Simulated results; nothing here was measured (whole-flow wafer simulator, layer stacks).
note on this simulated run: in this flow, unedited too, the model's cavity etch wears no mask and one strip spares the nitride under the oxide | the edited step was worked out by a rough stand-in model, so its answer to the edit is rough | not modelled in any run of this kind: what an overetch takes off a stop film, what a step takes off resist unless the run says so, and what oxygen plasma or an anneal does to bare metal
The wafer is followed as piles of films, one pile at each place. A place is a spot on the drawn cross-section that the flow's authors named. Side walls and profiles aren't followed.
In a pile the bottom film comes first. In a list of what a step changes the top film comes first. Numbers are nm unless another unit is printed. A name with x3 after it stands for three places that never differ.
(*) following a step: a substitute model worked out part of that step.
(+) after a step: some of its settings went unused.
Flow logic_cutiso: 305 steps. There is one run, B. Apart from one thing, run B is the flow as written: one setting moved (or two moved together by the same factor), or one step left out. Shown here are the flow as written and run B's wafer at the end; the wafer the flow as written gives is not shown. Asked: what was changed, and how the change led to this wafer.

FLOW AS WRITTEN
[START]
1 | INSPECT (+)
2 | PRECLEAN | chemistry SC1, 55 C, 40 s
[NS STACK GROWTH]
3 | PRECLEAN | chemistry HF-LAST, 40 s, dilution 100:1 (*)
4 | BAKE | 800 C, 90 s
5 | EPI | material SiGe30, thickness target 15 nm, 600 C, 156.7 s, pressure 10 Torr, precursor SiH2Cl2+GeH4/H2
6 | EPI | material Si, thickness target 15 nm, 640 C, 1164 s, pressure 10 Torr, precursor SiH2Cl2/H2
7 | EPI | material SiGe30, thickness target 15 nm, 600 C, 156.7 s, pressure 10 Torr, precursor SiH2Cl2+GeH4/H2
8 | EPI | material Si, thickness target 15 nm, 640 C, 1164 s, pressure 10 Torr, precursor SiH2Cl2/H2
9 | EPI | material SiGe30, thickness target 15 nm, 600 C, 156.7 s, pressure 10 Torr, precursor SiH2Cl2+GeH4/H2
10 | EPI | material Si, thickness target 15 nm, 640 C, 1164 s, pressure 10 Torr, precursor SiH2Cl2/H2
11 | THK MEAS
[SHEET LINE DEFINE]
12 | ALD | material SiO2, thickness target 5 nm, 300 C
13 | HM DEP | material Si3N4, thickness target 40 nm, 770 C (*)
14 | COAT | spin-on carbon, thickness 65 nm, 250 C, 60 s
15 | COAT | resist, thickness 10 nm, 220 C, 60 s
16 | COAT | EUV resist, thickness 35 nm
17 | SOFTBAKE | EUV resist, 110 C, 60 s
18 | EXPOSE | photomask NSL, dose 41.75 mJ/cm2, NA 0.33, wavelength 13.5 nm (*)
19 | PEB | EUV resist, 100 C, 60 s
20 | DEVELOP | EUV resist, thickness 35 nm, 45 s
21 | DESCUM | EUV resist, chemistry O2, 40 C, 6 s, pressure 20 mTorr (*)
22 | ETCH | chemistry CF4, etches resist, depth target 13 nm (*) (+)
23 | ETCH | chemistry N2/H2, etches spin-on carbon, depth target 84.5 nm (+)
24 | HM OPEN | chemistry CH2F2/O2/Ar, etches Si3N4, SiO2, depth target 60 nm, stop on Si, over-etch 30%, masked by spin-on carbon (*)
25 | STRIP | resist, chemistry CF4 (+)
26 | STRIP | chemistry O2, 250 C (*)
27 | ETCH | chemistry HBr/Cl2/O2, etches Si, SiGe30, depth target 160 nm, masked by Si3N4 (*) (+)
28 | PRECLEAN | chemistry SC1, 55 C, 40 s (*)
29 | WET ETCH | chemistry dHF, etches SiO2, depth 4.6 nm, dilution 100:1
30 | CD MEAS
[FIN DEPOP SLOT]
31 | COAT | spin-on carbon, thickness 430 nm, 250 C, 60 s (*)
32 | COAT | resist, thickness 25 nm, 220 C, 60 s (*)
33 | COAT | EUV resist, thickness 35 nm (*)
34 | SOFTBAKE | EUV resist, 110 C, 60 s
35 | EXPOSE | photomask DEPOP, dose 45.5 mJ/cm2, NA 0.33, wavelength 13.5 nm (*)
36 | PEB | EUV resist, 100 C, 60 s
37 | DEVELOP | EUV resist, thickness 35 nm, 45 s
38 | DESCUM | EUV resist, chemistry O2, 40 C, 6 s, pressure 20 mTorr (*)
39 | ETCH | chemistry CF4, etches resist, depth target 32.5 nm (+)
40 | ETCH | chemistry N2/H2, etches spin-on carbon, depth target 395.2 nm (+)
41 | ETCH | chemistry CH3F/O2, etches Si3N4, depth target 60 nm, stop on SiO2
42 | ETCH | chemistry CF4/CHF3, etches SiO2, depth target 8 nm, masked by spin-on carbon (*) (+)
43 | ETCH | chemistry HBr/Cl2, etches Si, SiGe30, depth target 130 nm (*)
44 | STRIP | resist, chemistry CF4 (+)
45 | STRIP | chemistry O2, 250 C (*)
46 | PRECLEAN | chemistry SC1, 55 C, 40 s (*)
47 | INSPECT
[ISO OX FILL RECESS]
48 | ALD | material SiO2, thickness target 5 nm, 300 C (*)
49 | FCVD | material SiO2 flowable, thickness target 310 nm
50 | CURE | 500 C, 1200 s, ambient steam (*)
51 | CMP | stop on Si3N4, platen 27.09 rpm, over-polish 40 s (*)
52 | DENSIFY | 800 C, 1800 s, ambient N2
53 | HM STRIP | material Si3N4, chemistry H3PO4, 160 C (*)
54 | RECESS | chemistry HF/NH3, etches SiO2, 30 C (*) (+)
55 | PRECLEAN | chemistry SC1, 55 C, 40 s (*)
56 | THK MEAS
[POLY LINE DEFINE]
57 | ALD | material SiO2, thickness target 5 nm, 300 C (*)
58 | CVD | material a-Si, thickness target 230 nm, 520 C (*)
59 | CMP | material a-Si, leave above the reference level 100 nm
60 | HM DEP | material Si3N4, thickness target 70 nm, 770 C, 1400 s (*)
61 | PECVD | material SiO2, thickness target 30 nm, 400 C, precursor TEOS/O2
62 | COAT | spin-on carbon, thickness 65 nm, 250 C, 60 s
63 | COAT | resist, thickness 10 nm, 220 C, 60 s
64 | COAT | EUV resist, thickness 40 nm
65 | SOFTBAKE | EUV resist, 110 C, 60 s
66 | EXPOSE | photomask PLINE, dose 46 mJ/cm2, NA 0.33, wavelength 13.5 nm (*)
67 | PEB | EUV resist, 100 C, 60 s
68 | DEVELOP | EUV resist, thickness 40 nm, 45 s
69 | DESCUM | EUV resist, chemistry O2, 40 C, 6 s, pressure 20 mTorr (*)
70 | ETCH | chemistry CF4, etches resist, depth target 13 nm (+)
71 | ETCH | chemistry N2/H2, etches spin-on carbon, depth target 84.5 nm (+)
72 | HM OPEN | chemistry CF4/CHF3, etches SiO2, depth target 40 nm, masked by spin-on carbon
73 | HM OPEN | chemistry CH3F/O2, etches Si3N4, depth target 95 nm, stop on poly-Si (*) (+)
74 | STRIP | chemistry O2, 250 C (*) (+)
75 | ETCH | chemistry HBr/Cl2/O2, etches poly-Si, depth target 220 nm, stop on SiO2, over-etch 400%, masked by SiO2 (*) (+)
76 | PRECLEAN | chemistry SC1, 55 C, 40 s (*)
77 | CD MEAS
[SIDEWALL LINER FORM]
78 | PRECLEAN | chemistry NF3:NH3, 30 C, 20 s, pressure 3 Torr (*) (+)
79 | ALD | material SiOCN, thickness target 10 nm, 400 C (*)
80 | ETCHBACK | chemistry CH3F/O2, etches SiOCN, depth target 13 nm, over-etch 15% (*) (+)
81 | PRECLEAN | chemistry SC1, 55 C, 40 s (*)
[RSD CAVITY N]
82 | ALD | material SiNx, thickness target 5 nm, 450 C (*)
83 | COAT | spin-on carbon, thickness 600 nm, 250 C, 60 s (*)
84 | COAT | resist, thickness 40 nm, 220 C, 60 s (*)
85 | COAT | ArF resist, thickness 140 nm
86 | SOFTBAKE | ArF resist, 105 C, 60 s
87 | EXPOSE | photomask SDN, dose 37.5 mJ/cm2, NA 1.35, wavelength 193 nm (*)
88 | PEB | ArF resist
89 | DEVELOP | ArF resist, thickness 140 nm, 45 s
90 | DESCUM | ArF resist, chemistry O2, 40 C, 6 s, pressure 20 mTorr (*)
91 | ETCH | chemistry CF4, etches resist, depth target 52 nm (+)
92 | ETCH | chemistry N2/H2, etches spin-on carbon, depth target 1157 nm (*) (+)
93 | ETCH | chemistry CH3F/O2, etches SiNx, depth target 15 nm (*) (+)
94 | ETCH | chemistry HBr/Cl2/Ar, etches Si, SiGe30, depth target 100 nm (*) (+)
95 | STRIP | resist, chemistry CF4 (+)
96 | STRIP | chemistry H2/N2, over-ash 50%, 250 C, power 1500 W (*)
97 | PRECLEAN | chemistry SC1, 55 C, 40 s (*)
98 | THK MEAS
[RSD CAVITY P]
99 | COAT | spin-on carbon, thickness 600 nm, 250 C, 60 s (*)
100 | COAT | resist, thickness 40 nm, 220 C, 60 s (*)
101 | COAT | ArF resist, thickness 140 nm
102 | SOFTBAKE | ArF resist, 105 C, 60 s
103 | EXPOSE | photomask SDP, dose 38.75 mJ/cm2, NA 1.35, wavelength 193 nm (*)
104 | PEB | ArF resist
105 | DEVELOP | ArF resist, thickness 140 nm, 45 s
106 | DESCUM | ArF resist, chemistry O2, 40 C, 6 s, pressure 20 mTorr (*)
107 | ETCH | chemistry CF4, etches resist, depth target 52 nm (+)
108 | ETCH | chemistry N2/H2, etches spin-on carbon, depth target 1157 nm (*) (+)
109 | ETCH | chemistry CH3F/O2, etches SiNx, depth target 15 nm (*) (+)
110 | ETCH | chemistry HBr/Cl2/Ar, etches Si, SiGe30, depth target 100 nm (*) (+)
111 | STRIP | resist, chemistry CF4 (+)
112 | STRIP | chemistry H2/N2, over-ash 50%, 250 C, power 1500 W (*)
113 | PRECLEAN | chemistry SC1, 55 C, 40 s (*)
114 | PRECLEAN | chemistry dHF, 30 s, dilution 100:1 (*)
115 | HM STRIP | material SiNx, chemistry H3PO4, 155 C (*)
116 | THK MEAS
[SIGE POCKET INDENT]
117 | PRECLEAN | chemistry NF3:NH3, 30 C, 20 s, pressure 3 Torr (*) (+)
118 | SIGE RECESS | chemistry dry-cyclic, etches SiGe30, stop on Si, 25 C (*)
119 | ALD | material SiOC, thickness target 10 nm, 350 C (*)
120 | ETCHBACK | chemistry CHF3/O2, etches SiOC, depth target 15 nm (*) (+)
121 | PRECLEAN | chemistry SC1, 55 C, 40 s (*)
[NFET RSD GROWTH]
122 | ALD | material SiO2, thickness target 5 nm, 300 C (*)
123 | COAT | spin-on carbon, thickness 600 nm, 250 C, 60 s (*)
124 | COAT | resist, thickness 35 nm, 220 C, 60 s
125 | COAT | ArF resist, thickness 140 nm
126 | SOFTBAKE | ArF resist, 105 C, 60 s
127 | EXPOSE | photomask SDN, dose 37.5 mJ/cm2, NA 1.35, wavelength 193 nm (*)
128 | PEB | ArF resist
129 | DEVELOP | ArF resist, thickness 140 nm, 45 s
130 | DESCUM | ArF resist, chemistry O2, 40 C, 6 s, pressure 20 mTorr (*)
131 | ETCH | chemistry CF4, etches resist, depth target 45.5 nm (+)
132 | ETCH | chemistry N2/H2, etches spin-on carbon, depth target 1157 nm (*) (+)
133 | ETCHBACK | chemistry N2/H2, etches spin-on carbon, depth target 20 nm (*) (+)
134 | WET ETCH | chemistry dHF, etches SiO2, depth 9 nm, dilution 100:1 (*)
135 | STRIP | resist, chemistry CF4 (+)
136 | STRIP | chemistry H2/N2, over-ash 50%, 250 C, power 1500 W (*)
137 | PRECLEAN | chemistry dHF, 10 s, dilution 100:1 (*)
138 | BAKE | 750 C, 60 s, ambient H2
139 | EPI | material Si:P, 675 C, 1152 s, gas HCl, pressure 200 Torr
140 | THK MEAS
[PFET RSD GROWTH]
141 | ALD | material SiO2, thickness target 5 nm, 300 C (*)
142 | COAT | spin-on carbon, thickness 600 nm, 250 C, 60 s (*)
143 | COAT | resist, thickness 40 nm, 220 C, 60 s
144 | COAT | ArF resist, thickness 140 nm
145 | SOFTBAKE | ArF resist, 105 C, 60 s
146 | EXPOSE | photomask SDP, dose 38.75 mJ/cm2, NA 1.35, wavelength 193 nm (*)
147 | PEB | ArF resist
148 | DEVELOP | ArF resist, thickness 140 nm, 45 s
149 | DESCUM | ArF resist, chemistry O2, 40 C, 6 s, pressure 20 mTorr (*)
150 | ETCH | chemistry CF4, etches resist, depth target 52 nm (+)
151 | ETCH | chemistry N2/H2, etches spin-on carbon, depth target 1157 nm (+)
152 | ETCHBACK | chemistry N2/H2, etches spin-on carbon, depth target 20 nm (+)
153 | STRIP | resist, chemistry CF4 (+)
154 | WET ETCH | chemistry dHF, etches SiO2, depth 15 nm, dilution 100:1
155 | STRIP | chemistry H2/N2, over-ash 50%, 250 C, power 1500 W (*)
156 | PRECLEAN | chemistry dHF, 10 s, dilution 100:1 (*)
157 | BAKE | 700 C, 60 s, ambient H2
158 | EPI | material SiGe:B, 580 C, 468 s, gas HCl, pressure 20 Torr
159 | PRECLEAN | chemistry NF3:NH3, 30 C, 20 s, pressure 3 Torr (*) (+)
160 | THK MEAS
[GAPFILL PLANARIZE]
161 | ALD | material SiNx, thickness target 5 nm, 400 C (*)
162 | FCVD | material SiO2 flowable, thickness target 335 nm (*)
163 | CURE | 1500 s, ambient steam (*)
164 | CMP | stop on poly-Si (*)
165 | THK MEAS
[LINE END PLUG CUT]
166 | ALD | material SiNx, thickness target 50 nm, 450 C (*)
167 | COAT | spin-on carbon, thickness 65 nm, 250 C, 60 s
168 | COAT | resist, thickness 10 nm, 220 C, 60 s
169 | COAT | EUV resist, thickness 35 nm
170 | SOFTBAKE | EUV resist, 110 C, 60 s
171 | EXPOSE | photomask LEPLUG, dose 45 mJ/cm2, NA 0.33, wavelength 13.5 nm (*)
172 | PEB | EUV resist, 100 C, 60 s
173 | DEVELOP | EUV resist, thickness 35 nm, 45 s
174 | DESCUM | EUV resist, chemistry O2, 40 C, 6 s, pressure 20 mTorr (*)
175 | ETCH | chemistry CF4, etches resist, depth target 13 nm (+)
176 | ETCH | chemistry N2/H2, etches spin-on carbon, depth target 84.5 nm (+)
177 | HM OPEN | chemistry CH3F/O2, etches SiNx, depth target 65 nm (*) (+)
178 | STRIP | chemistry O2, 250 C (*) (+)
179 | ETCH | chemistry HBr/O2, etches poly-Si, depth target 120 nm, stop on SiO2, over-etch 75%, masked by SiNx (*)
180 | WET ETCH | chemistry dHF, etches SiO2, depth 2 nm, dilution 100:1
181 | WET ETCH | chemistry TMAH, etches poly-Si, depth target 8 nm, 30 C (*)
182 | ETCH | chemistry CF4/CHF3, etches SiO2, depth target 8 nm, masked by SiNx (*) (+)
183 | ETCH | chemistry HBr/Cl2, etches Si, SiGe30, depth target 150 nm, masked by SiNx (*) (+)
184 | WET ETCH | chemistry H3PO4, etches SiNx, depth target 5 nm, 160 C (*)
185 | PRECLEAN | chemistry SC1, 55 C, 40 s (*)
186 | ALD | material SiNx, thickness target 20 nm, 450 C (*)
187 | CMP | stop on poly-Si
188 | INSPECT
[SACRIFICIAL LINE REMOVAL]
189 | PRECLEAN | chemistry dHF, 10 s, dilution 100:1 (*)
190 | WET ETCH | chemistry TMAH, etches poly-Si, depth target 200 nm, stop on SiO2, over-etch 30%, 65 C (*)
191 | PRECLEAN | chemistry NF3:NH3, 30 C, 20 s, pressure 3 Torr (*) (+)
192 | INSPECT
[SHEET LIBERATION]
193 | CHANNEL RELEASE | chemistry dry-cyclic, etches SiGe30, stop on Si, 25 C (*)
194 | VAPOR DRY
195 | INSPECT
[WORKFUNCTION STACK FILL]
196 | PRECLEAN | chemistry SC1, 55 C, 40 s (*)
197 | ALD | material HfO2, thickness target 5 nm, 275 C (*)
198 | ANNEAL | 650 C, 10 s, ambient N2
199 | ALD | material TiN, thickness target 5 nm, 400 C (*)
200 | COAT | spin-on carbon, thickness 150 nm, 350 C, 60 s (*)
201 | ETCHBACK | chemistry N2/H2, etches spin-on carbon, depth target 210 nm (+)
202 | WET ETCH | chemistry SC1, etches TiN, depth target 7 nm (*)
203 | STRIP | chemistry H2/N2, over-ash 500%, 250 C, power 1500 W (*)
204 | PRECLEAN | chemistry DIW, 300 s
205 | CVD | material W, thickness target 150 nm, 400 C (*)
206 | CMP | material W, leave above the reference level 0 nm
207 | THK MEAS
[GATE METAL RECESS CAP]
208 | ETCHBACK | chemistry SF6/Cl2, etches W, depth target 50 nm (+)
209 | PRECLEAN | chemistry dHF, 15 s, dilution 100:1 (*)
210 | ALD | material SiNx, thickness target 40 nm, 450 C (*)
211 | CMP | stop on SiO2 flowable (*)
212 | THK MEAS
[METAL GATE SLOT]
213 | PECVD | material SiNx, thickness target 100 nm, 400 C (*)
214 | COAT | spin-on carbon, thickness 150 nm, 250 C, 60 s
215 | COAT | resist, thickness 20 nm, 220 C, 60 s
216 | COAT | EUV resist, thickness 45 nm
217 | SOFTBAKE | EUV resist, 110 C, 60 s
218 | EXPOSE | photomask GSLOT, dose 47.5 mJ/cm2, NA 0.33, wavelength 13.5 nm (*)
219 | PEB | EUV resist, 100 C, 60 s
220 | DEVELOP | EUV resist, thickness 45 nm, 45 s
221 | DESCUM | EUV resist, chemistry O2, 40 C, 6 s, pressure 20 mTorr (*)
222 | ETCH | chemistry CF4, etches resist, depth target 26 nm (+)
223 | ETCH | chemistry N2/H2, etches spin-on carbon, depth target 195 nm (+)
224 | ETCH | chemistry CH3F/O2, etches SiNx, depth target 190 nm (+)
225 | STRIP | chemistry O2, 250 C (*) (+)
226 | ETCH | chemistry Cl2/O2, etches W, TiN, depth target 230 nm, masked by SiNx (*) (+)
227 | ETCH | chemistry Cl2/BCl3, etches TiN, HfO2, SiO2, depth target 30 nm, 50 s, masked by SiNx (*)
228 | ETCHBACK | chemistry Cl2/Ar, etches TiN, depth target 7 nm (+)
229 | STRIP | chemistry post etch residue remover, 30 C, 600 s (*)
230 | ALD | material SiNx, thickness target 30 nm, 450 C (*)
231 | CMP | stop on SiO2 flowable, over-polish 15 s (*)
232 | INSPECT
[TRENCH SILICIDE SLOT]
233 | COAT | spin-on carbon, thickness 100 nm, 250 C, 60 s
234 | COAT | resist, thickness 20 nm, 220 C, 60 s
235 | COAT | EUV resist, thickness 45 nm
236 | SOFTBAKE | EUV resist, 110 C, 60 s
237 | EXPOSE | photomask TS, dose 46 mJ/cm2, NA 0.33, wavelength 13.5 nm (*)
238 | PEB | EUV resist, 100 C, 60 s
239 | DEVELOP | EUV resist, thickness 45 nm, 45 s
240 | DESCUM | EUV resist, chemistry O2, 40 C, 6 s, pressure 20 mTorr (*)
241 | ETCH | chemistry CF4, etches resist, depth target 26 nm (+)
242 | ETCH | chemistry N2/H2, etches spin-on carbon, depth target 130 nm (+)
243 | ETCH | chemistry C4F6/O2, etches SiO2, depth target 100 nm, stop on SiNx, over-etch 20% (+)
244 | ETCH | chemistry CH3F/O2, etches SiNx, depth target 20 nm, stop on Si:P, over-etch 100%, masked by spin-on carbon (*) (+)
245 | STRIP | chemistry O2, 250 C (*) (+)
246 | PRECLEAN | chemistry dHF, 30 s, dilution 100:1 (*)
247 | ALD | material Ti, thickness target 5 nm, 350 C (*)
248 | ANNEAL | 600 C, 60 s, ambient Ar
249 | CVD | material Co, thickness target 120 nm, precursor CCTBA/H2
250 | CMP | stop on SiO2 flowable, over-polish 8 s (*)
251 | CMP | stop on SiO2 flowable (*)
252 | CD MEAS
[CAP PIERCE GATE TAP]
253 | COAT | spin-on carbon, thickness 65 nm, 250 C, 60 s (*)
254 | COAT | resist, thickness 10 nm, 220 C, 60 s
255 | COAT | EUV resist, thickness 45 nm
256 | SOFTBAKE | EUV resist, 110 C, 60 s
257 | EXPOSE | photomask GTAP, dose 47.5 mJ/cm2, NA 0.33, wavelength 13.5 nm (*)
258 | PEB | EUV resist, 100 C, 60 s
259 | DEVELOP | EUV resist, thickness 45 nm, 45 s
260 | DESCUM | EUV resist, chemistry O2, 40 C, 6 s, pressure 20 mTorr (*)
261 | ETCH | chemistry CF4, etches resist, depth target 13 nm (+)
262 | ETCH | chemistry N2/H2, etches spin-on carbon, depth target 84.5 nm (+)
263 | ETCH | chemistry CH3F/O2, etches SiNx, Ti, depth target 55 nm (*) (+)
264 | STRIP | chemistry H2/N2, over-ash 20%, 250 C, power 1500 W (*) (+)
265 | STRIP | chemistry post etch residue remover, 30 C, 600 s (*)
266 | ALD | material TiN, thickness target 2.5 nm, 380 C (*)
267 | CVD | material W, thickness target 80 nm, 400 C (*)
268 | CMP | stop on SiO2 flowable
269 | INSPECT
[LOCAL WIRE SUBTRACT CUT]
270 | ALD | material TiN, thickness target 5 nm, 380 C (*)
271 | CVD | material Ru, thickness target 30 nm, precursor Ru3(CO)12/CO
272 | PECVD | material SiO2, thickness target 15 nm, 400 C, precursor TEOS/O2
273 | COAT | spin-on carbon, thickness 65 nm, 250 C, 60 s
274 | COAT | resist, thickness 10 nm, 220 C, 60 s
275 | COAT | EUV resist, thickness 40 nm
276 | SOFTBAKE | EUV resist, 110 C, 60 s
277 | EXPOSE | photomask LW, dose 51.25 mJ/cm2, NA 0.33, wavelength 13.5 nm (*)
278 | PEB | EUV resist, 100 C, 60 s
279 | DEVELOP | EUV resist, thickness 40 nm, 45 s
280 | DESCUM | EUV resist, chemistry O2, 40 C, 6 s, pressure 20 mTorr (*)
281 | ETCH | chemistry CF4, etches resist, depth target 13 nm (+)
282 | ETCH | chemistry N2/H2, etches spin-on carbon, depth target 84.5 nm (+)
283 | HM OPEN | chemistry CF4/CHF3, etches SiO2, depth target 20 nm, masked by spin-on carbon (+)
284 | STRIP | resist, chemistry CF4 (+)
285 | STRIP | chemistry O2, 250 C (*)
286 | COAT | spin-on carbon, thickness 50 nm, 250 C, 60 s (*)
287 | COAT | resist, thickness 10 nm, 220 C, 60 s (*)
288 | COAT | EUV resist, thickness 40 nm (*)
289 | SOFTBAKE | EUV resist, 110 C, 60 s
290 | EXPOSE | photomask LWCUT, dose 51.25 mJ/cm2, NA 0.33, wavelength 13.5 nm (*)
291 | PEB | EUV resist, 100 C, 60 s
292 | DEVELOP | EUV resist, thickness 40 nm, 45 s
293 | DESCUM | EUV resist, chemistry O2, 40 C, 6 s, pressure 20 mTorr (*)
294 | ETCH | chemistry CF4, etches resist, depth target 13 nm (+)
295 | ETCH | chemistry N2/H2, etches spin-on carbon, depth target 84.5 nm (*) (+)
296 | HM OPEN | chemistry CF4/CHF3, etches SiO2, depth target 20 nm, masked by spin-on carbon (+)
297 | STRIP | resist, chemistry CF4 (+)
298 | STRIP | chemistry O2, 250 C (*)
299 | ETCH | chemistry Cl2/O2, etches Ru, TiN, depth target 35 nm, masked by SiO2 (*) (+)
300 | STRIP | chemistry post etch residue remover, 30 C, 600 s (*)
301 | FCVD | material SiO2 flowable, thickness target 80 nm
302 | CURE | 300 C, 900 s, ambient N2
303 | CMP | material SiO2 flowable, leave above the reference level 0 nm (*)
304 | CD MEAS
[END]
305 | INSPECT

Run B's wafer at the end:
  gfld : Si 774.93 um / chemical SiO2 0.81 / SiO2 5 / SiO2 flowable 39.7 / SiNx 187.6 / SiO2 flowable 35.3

What caused this: step 226, ETCH: depth target 149.5 nm was run, whereas the flow has depth target 230 nm.

Step by step, how the change led to this:
  226 | ETCH | chemistry Cl2/O2, etches W, TiN, depth target 230 nm, masked by SiNx (*) (+)
      depop, dpovl, gl and 18 more: -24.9 SiNx (as written it would have been: -30.8 SiNx)
      gfld: -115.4 W (all of it), -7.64 TiN (all of it), -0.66 HfO2 (as written it would have been: -115.4 W (all of it), -7.64 TiN (all of it), -1.54 HfO2)
  227 | ETCH | chemistry Cl2/BCl3, etches TiN, HfO2, SiO2, depth target 30 nm, 50 s, masked by SiNx (*)
      gfld: -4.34 HfO2 (all of it), -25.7 SiO2 flowable (as written it would have been: -3.46 HfO2 (all of it), -26.5 SiO2 flowable)
  231 | CMP | stop on SiO2 flowable, over-polish 15 s (*)
      depop, dpovl, gfld and 10 more: -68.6 SiNx (as written it would have been: -62.7 SiNx)
      lnr, lnri, lnrp, lnrt: -66.8 SiNx (all of it), -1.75 SiOCN (as written it would have been: -61 SiNx (all of it), -1.75 SiOCN)
      (as well as at 5 more places)
